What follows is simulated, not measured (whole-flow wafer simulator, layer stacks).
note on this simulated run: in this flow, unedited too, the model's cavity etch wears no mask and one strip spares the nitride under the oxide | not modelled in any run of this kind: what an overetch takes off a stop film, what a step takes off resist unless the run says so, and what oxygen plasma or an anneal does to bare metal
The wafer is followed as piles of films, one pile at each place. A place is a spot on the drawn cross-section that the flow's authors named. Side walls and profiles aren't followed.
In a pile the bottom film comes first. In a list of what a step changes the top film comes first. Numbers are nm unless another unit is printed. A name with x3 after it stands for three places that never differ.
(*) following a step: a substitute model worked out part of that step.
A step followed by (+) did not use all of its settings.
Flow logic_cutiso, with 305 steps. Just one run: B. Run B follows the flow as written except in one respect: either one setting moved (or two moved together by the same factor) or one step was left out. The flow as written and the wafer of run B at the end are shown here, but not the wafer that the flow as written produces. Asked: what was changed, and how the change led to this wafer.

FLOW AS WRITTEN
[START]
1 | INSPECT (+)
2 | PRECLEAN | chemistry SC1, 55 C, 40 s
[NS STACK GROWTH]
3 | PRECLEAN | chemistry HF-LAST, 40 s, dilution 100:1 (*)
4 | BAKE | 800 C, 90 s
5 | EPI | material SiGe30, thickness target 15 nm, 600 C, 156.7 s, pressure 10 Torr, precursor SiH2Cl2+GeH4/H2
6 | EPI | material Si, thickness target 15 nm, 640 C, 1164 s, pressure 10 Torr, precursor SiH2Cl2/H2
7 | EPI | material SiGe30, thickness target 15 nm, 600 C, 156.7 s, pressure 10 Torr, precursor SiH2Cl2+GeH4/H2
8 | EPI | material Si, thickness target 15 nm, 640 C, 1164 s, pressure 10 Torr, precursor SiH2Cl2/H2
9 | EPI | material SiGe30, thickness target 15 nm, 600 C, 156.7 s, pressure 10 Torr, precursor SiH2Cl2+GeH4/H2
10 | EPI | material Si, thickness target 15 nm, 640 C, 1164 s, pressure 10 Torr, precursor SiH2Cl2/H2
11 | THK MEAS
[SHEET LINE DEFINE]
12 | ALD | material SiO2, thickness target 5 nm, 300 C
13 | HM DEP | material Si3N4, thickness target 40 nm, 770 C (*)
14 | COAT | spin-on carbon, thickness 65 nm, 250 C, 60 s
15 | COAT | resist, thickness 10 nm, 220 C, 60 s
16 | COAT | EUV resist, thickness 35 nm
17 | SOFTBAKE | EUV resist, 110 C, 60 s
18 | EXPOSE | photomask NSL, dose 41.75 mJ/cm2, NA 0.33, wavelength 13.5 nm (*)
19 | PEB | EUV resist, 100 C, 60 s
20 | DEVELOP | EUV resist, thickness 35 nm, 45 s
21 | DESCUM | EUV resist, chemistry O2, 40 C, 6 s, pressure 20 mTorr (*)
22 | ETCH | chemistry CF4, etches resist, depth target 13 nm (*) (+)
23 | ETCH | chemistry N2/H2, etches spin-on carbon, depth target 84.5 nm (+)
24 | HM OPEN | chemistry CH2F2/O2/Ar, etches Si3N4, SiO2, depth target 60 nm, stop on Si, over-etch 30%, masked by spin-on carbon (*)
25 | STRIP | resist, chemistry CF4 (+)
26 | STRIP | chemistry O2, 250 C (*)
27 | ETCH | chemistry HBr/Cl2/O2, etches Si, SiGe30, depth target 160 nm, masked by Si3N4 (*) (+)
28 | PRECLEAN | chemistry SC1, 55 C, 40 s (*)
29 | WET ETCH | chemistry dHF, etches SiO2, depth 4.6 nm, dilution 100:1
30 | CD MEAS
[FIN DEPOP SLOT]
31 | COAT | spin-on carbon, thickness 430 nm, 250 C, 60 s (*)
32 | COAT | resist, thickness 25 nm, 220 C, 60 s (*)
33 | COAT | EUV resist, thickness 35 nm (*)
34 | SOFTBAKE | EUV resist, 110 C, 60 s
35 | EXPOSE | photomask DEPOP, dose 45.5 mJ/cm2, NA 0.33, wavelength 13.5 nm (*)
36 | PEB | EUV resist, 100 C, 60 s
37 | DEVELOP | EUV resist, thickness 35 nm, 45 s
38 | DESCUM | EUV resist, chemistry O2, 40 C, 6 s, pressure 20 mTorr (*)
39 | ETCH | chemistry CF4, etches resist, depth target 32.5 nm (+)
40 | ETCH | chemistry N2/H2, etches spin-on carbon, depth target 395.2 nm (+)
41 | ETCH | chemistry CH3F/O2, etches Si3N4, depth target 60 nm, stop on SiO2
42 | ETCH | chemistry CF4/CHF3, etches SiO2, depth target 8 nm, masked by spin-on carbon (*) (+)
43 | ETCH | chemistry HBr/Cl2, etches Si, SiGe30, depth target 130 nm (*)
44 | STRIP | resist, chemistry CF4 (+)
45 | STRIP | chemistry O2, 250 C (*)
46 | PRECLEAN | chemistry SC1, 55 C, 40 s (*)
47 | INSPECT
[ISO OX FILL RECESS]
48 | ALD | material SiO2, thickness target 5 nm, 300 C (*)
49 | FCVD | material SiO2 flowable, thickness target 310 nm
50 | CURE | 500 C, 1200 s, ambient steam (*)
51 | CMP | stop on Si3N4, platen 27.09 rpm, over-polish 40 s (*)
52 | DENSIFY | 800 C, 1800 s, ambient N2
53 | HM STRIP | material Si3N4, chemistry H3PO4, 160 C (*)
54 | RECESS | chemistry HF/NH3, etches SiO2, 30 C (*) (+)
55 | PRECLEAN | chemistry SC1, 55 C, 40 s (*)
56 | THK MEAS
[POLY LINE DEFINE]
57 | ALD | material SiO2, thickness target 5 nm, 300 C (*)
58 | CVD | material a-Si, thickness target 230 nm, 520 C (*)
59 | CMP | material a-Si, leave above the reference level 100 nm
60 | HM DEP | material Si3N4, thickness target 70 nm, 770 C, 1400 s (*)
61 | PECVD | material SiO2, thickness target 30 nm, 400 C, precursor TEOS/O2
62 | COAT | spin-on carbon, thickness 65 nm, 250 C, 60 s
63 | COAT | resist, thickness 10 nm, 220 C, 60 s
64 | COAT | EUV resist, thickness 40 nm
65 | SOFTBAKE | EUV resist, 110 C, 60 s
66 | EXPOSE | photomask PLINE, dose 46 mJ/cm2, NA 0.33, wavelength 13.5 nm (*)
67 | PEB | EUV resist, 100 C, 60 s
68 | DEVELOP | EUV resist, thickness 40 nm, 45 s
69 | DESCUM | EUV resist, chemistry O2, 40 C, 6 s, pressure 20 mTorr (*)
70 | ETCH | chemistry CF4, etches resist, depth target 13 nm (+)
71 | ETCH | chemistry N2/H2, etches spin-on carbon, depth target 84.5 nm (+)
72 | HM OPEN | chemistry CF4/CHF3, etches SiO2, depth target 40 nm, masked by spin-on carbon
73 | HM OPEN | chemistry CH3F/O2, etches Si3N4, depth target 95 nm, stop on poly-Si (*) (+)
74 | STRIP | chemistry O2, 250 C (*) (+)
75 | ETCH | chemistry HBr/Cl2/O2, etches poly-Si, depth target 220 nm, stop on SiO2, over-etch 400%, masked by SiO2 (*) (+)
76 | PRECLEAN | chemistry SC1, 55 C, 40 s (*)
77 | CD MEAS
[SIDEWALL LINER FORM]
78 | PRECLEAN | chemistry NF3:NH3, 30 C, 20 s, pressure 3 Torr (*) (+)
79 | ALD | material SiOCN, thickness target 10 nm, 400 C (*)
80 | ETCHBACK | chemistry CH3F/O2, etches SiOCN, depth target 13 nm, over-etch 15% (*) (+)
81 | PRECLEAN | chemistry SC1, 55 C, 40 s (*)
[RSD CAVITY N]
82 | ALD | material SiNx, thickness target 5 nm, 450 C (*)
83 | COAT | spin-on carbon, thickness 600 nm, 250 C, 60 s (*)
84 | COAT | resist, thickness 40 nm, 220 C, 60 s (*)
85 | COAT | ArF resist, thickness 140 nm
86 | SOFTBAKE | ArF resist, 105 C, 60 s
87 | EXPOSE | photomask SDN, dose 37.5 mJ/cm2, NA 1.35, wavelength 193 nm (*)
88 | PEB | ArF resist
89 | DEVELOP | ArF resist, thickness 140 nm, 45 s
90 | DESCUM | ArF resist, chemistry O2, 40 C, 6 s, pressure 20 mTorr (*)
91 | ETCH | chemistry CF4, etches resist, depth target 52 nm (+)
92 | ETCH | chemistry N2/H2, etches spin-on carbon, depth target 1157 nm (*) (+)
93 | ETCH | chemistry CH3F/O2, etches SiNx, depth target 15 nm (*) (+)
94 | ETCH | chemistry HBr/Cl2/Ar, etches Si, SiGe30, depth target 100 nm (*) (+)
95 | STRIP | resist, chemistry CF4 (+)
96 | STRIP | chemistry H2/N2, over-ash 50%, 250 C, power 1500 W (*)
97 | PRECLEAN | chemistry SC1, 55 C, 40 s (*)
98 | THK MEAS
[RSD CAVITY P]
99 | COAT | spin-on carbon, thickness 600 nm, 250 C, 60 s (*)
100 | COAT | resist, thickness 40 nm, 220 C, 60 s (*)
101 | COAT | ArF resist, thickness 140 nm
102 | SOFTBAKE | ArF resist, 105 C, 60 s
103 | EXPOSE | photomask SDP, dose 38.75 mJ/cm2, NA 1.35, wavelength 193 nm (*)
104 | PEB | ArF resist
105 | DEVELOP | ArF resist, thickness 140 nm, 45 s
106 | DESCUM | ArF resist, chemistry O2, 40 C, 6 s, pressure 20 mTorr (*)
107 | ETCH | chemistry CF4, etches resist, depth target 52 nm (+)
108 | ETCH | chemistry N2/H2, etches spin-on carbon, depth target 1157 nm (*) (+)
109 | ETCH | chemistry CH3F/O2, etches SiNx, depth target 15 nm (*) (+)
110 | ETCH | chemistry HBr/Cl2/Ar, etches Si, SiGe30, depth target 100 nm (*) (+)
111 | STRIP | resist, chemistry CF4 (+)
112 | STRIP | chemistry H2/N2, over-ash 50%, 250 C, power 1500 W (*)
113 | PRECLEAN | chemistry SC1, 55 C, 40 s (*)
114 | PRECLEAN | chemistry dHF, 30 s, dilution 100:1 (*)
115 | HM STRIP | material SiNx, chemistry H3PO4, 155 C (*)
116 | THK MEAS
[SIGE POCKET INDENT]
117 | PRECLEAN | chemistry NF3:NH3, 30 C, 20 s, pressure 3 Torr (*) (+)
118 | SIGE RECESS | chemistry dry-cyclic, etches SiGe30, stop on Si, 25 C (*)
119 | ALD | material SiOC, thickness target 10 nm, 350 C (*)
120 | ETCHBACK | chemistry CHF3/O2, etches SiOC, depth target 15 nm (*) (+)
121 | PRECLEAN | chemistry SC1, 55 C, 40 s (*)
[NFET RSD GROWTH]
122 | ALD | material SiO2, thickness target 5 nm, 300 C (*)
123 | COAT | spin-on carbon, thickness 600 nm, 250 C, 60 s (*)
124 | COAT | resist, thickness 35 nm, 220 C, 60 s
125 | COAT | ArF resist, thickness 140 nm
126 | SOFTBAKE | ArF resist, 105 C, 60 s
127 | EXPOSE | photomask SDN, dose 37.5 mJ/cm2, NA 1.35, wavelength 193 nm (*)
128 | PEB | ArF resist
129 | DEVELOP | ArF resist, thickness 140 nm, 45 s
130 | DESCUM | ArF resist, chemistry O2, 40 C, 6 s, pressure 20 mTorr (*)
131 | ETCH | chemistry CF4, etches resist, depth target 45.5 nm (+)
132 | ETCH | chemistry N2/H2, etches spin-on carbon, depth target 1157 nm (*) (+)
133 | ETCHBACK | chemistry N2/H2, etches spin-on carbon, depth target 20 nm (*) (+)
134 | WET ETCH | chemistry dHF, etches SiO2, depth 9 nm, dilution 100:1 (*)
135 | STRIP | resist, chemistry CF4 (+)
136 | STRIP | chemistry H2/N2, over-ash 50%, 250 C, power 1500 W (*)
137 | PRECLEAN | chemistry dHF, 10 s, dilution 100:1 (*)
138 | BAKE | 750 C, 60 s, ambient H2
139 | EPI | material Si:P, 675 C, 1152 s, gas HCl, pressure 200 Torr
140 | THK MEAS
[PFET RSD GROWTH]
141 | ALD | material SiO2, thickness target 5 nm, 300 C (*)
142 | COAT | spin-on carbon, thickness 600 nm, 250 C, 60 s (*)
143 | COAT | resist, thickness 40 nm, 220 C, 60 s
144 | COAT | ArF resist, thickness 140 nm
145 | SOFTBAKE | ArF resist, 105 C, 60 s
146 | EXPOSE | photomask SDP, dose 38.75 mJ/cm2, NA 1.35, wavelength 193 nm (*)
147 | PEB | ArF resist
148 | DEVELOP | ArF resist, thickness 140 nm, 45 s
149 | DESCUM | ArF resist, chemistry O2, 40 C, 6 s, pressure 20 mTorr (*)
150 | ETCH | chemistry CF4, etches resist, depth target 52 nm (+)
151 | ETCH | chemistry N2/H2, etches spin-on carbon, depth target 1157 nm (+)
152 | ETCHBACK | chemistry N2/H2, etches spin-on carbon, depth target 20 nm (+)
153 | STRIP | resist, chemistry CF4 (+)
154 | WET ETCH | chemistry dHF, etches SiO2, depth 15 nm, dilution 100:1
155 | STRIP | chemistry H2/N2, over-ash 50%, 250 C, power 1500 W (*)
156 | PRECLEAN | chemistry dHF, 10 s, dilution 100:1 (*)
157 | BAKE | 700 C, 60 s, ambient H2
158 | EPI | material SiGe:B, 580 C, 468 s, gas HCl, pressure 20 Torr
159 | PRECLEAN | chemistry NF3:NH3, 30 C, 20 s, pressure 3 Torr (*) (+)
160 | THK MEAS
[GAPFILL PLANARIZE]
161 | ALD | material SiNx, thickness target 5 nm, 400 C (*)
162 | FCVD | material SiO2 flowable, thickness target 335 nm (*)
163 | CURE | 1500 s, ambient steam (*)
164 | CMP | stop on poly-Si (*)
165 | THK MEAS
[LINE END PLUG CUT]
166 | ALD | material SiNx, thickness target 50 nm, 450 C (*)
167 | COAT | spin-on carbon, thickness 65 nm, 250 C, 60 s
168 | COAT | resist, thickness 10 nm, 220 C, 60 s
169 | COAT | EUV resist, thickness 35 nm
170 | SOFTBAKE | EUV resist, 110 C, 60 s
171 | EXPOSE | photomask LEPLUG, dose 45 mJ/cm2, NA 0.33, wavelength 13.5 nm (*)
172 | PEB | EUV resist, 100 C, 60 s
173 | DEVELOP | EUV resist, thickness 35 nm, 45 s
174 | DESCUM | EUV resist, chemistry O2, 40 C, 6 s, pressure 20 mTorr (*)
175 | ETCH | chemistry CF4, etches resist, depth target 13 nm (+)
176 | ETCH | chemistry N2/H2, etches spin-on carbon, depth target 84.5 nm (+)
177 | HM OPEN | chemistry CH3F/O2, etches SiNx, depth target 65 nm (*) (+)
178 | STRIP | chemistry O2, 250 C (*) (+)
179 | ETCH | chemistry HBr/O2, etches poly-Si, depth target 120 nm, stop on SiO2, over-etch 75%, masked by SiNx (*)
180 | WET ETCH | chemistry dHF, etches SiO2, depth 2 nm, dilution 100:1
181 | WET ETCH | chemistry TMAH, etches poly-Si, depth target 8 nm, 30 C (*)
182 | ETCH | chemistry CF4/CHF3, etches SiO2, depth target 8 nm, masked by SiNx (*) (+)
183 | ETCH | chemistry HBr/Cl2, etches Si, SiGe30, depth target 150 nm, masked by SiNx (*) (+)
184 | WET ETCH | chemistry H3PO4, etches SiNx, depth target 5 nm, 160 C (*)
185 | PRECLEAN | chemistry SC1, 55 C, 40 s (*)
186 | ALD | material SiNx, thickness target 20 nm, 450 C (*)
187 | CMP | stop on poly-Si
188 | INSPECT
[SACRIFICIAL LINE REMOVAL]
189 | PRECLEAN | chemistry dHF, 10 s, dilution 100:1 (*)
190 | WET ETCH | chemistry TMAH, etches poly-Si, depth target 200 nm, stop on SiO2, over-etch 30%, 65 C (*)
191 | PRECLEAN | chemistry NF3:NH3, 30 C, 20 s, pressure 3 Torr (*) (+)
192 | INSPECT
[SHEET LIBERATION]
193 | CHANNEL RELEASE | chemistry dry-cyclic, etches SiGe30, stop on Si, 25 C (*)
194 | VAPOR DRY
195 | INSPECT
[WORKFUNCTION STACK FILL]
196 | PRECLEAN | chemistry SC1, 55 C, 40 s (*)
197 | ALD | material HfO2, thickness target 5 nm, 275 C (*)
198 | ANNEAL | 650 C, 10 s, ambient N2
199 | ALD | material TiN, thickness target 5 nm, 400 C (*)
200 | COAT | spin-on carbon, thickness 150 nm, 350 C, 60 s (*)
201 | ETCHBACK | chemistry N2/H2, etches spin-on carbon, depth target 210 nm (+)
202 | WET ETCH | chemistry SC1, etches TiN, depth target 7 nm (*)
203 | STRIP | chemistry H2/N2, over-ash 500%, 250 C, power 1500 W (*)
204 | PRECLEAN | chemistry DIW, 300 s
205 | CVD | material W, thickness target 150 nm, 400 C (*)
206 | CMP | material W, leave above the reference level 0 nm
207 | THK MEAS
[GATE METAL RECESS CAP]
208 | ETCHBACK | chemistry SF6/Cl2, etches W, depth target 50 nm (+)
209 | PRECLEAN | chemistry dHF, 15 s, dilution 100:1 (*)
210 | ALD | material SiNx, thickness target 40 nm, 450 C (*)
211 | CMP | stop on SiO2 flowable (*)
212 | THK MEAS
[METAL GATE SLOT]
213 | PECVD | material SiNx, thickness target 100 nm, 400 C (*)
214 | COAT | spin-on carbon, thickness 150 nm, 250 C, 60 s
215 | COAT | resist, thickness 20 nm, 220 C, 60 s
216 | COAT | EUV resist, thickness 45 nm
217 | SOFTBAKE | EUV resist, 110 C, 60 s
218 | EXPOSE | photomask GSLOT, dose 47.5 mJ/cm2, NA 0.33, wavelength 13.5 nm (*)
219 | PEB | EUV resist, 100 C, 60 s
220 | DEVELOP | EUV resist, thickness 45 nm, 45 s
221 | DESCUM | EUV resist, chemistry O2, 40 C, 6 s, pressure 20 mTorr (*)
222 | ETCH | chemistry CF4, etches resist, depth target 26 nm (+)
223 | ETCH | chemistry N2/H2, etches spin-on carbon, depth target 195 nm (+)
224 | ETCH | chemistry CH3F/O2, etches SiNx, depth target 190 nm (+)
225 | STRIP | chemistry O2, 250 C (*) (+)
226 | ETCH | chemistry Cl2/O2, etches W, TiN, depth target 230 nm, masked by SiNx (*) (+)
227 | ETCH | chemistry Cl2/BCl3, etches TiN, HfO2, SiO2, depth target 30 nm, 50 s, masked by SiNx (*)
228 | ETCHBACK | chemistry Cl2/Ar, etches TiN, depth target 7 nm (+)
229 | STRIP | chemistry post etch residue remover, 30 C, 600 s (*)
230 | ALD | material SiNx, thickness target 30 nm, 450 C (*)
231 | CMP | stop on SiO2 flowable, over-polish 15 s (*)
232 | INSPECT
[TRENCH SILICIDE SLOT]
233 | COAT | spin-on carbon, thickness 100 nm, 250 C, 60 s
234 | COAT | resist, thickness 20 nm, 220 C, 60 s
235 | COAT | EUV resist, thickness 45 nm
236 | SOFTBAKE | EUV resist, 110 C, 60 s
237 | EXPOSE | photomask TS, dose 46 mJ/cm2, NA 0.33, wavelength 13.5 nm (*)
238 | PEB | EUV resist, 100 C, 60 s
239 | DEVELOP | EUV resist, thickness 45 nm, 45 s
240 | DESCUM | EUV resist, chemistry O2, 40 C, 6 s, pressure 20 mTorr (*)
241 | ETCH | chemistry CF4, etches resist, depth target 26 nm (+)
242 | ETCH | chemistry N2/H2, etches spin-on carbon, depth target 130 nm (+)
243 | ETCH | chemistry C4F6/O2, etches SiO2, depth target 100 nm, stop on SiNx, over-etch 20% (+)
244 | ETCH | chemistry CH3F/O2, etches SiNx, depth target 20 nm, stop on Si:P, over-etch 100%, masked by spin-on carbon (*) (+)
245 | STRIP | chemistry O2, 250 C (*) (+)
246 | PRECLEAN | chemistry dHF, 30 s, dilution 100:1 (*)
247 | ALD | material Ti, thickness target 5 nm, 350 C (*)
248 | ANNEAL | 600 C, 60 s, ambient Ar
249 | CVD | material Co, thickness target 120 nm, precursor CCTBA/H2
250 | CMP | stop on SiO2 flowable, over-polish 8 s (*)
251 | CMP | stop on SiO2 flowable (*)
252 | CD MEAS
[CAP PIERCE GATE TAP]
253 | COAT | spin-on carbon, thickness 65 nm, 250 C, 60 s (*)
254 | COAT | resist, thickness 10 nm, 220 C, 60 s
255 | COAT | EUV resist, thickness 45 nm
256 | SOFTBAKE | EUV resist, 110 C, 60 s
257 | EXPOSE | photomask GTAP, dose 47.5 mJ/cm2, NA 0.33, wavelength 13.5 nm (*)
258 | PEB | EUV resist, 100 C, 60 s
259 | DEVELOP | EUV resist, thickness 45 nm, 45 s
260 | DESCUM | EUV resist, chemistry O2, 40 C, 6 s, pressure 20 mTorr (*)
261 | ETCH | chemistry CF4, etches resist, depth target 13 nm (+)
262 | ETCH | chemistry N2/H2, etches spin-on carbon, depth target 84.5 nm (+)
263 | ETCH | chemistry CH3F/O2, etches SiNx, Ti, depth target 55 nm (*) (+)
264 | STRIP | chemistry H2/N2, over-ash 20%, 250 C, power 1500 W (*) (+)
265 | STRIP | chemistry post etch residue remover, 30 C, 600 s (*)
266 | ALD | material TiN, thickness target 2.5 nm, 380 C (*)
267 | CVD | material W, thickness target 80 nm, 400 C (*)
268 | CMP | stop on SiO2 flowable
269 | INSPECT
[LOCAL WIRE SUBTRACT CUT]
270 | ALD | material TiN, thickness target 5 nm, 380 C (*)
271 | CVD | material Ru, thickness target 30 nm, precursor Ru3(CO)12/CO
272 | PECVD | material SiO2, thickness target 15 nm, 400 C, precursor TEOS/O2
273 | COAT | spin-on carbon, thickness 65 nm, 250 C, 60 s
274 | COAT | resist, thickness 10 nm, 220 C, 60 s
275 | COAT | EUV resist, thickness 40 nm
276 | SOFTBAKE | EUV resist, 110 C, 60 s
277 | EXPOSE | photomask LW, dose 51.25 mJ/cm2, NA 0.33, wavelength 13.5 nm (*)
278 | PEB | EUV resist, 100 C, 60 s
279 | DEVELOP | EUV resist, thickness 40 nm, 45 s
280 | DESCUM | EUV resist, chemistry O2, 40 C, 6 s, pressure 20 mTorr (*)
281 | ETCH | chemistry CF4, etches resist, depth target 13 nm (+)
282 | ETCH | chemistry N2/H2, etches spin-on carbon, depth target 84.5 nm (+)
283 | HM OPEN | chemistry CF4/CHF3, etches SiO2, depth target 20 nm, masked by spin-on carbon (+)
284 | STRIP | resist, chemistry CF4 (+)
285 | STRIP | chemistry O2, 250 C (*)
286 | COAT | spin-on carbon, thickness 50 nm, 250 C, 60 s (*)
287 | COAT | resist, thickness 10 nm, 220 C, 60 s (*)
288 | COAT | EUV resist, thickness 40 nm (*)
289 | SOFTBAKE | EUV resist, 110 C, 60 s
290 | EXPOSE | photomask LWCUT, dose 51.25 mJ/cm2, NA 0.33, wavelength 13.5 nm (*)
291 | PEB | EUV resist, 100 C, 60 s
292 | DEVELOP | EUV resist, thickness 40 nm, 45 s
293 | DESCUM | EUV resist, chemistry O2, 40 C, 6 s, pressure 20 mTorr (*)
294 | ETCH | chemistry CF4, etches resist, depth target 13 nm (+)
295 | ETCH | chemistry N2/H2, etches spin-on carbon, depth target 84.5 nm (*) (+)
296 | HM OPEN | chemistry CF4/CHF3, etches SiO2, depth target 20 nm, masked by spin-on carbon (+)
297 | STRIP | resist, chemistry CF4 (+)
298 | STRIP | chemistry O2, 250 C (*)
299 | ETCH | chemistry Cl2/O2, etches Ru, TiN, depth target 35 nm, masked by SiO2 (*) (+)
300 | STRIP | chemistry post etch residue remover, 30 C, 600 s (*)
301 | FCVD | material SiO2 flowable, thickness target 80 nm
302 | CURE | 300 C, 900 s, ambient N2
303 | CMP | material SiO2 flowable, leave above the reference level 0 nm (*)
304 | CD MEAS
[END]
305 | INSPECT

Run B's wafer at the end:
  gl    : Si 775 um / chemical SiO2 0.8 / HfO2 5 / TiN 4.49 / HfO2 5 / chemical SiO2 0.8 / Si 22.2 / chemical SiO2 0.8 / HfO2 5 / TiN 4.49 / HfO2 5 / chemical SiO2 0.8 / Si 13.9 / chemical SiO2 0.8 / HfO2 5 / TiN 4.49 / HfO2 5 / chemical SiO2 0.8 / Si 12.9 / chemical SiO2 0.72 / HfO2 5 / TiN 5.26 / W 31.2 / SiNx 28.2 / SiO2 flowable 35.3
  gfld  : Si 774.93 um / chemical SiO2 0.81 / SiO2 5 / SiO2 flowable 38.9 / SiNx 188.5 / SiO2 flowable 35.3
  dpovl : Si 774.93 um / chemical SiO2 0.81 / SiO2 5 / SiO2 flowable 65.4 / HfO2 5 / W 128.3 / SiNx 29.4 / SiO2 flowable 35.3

The reason: step 6, EPI: 1805 s was run, while the flow as written has 1164 s.

Step by step, how the change led to this:
  6 | EPI | material Si, thickness target 15 nm, 640 C, 1164 s, pressure 10 Torr, precursor SiH2Cl2/H2
      depop, dpovl, gfld and 19 more: +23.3 Si (new film) (it would be, as written: +15 Si (new film))
  27 | ETCH | chemistry HBr/Cl2/O2, etches Si, SiGe30, depth target 160 nm, masked by Si3N4 (*) (+)
      gfld, gxf, iso, lnri: -0.79 chemical SiO2 (all of it), -11.4 Si (all of it), -15 SiGe30 (all of it), -15 Si (all of it), -15 SiGe30 (all of it), -23.3 Si (all of it), -15 SiGe30 (all of it), -65.4 Si (it would be, as written: -0.79 chemical SiO2 (all of it), -11.4 Si (all of it), -15 SiGe30 (all of it), -15 Si (all of it), -15 SiGe30 (all of it), -15 Si (all of it), -15 SiGe30 (all of it), -73.6 Si)
      dpovl, nsgap: -0.79 chemical SiO2 (all of it), -11.8 Si (all of it), -15 SiGe30 (all of it), -15 Si (all of it), -15 SiGe30 (all of it), -23.3 Si (all of it), -15 SiGe30 (all of it), -65 Si (it would be, as written: -0.79 chemical SiO2 (all of it), -11.8 Si (all of it), -15 SiGe30 (all of it), -15 Si (all of it), -15 SiGe30 (all of it), -15 Si (all of it), -15 SiGe30 (all of it), -73.2 Si)
      (also at 1 further place)
  43 | ETCH | chemistry HBr/Cl2, etches Si, SiGe30, depth target 130 nm (*)
      depop: -14 Si (all of it), -15 SiGe30 (all of it), -15 Si (all of it), -15 SiGe30 (all of it), -23.3 Si (all of it), -15 SiGe30 (all of it), -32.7 Si (it would be, as written: -14 Si (all of it), -15 SiGe30 (all of it), -15 Si (all of it), -15 SiGe30 (all of it), -15 Si (all of it), -15 SiGe30 (all of it), -41 Si)
  94 | ETCH | chemistry HBr/Cl2/Ar, etches Si, SiGe30, depth target 100 nm (*) (+)
      rsdn, rsdx: -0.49 chemical SiO2 (all of it), -12.8 Si (all of it), -15 SiGe30 (all of it), -15 Si (all of it), -15 SiGe30 (all of it), -23.3 Si (all of it), -15 SiGe30 (all of it), -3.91 Si (it would be, as written: -0.49 chemical SiO2 (all of it), -12.8 Si (all of it), -15 SiGe30 (all of it), -15 Si (all of it), -15 SiGe30 (all of it), -15 Si (all of it), -15 SiGe30 (all of it), -12.2 Si)
  110 | ETCH | chemistry HBr/Cl2/Ar, etches Si, SiGe30, depth target 100 nm (*) (+)
      rsdp, rsdw: -0.49 chemical SiO2 (all of it), -12.8 Si (all of it), -15 SiGe30 (all of it), -15 Si (all of it), -15 SiGe30 (all of it), -23.3 Si (all of it), -15 SiGe30 (all of it), -3.91 Si (it would be, as written: -0.49 chemical SiO2 (all of it), -12.8 Si (all of it), -15 SiGe30 (all of it), -15 Si (all of it), -15 SiGe30 (all of it), -15 Si (all of it), -15 SiGe30 (all of it), -12.2 Si)
  183 | ETCH | chemistry HBr/Cl2, etches Si, SiGe30, depth target 150 nm, masked by SiNx (*) (+)
      plug: -13.6 Si (all of it), -15 SiGe30 (all of it), -15 Si (all of it), -15 SiGe30 (all of it), -23.3 Si (all of it), -15 SiGe30 (all of it), -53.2 Si (it would be, as written: -13.6 Si (all of it), -15 SiGe30 (all of it), -15 Si (all of it), -15 SiGe30 (all of it), -15 Si (all of it), -15 SiGe30 (all of it), -61.4 Si)
